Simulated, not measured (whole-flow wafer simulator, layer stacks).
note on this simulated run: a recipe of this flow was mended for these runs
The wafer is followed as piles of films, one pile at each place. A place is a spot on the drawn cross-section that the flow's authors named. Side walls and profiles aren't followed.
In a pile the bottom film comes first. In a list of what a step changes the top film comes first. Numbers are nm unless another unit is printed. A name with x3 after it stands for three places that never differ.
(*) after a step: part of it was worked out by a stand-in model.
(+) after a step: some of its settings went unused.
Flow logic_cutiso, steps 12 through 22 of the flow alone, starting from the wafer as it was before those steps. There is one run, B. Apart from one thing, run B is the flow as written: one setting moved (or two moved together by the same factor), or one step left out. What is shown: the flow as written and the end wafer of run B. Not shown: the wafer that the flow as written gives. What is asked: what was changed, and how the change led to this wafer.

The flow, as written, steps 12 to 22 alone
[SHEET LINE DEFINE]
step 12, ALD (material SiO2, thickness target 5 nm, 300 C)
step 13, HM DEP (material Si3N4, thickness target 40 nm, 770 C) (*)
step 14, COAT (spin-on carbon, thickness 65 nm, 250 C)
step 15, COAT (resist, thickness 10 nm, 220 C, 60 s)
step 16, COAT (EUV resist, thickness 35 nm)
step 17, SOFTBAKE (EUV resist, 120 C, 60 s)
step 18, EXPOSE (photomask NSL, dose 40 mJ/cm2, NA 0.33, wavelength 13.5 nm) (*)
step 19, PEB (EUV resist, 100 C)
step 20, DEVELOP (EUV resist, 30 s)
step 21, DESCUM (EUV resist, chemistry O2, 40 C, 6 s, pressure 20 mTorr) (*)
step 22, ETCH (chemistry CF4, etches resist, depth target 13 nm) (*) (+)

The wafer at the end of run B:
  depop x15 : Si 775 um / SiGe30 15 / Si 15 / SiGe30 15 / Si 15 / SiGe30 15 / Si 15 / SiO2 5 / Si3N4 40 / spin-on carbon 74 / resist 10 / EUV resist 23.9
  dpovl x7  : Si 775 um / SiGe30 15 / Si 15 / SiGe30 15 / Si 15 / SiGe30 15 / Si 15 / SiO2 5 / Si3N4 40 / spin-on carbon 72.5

What caused this: step 14, COAT: thickness 74 nm was run, while the flow as written has thickness 65 nm.
One can read it off the wafer: depop x15 has spin-on carbon 74, and step 14 as written asks for 65 nm.

The path from the change to this, step by step:
  step 14, COAT (spin-on carbon, thickness 65 nm, 250 C)
      depop x15, dpovl x7: +74 spin-on carbon (new film) (in the flow as written it would be: +65 spin-on carbon (new film))
